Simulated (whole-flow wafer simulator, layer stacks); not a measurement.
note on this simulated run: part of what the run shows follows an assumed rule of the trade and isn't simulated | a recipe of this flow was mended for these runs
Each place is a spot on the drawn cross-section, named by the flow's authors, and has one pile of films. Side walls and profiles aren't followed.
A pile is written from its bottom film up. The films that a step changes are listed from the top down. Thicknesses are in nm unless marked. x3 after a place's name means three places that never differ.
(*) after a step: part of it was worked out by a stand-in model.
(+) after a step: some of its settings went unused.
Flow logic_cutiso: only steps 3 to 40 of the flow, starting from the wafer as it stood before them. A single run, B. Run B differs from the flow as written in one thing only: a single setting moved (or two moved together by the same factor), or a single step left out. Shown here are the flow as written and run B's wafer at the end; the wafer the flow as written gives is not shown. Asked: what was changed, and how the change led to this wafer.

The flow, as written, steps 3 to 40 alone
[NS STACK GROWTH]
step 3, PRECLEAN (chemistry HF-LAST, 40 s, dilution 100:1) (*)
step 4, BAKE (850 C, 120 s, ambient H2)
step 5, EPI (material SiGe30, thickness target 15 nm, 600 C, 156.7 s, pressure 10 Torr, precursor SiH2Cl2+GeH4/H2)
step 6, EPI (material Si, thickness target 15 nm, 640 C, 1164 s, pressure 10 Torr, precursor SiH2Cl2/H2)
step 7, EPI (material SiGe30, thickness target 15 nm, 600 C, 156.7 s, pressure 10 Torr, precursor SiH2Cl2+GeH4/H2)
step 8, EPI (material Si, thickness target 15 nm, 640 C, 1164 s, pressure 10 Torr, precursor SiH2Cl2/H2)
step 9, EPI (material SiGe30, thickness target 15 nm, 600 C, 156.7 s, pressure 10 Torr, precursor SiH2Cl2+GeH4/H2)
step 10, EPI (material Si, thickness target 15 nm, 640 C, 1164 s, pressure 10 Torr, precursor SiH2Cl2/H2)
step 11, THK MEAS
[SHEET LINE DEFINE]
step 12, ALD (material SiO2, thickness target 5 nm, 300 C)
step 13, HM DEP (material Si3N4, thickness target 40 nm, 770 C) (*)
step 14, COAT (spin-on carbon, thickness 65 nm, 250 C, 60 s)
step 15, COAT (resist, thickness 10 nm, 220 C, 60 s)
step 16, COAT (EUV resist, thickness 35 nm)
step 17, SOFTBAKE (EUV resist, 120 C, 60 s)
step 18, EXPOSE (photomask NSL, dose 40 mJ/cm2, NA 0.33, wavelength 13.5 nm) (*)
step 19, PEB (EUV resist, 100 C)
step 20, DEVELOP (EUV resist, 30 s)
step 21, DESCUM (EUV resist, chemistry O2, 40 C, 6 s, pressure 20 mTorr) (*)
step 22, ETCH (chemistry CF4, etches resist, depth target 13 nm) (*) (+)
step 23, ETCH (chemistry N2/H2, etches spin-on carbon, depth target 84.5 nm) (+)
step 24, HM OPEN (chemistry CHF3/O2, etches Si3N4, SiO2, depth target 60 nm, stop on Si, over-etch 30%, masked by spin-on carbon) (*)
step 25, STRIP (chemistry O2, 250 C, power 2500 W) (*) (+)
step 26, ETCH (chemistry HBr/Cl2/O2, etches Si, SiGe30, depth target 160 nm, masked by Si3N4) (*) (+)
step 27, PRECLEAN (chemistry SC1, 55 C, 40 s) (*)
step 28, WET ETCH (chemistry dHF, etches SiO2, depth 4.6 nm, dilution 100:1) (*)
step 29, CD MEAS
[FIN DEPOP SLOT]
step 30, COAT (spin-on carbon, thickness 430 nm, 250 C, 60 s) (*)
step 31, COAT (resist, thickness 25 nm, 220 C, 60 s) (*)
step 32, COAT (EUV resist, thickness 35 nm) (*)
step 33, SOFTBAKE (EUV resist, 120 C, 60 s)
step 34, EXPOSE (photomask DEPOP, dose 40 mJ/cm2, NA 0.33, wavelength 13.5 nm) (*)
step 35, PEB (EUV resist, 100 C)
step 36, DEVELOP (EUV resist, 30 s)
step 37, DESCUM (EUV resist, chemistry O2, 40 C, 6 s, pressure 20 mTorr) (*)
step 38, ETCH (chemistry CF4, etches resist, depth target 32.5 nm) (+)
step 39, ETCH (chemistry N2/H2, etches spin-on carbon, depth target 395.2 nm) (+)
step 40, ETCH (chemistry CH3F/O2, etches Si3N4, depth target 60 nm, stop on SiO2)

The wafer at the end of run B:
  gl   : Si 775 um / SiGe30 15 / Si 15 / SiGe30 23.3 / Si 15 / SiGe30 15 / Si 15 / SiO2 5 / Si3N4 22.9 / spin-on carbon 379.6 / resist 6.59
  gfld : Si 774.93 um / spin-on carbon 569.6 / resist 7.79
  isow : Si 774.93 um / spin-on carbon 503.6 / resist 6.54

What caused this: step 7, EPI: thickness target 23.2 nm was run, while the flow as written has thickness target 15 nm; step 7, EPI: 242.9 s was run, where the flow has 156.7 s.

How this came from the change, step by step:
  step 7, EPI (material SiGe30, thickness target 15 nm, 600 C, 156.7 s, pressure 10 Torr, precursor SiH2Cl2+GeH4/H2)
      depop, dpovl, gfld and 19 more: SiGe30 gains 23.3 (new film) (in the flow as written it would be: SiGe30 gains 15 (new film))
  step 26, ETCH (chemistry HBr/Cl2/O2, etches Si, SiGe30, depth target 160 nm, masked by Si3N4) (*) (+)
      dpovl, gfld, gxf, iso, isow, lnri, nsgap: chemical SiO2 loses 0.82 (all of it), Si loses 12 (all of it), SiGe30 loses 15 (all of it), Si loses 15 (all of it), SiGe30 loses 23.3 (all of it), Si loses 15 (all of it), SiGe30 loses 15 (all of it), Si loses 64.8 (in the flow as written it would be: chemical SiO2 loses 0.82 (all of it), Si loses 12 (all of it), SiGe30 loses 15 (all of it), Si loses 15 (all of it), SiGe30 loses 15 (all of it), Si loses 15 (all of it), SiGe30 loses 15 (all of it), Si loses 73)
